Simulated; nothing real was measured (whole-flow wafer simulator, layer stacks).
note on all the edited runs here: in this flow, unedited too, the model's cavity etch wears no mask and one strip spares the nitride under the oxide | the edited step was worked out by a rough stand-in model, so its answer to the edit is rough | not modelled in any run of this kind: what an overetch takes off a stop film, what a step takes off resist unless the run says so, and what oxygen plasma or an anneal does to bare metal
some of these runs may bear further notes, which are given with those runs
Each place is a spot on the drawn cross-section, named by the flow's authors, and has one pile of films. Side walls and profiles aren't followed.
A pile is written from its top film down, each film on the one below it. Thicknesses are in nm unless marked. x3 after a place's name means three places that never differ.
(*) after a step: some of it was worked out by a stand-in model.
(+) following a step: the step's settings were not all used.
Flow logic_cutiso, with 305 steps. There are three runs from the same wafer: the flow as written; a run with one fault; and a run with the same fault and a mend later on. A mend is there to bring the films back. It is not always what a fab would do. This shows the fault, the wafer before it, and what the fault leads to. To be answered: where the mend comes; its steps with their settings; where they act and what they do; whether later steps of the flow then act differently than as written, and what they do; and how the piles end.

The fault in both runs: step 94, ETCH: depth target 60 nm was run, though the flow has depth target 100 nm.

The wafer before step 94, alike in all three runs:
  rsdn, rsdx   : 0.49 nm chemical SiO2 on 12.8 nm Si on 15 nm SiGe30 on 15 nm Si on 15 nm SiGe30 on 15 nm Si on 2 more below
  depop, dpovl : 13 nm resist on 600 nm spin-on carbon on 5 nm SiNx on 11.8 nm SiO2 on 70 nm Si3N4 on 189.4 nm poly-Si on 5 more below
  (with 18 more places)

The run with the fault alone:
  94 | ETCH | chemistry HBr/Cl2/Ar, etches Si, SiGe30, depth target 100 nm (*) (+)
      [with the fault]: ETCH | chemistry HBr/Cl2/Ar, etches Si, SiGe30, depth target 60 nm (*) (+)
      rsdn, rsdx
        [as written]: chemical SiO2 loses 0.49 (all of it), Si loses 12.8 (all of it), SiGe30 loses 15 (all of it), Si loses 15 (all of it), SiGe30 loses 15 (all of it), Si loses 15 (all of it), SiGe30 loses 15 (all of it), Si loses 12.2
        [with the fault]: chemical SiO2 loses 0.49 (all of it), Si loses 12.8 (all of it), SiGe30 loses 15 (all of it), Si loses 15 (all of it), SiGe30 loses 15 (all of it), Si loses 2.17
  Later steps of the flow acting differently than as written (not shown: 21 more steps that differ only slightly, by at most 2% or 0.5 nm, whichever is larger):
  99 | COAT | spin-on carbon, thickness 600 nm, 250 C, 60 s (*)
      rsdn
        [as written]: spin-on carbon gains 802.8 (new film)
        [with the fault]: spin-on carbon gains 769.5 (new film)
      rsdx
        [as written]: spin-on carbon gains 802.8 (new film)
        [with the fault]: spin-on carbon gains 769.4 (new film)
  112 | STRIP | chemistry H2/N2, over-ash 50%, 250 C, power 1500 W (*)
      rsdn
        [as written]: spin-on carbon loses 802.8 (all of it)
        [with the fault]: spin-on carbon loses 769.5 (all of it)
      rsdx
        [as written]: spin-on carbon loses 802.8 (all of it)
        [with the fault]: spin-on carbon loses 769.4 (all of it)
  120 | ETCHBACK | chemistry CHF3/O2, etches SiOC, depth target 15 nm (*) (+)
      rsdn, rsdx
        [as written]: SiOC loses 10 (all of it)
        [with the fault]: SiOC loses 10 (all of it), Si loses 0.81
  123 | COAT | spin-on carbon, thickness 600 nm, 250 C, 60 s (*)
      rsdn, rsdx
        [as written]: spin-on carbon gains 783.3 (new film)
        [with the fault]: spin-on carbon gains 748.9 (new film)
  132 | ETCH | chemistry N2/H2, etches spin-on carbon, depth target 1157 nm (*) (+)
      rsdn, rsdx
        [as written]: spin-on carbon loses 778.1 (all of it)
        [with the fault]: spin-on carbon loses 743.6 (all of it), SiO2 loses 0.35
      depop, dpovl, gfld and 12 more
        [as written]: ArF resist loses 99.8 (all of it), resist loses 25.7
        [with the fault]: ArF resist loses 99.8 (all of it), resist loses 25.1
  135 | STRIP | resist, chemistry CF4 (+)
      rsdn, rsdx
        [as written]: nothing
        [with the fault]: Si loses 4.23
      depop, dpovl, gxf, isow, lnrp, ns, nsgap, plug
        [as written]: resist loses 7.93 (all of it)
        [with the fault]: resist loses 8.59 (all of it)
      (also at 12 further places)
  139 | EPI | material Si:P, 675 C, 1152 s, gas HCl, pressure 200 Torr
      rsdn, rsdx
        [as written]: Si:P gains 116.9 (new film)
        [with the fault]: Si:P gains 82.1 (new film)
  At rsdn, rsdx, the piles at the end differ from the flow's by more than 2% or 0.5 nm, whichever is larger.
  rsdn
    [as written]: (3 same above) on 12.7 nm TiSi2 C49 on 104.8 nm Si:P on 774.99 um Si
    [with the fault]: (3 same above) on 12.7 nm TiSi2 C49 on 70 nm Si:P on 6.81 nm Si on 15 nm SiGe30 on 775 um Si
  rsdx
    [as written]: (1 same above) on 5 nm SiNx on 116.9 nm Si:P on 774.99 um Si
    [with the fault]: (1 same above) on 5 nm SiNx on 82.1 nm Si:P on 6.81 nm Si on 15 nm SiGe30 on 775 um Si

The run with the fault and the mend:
  After step 94 comes the mend.
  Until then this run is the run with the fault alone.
  94a | ETCH | chemistry HBr/Cl2/Ar, etches Si, SiGe30, depth target 40 nm (*) (+) (the flow's step 94 again, with other settings)
      rsdn, rsdx
        Si loses 12.8 (all of it), SiGe30 loses 15 (all of it), Si loses 12.2
  Every later step of the flow that is run acts as written at every place that is followed.
  The piles end the same as the flow's at every place that both follow.
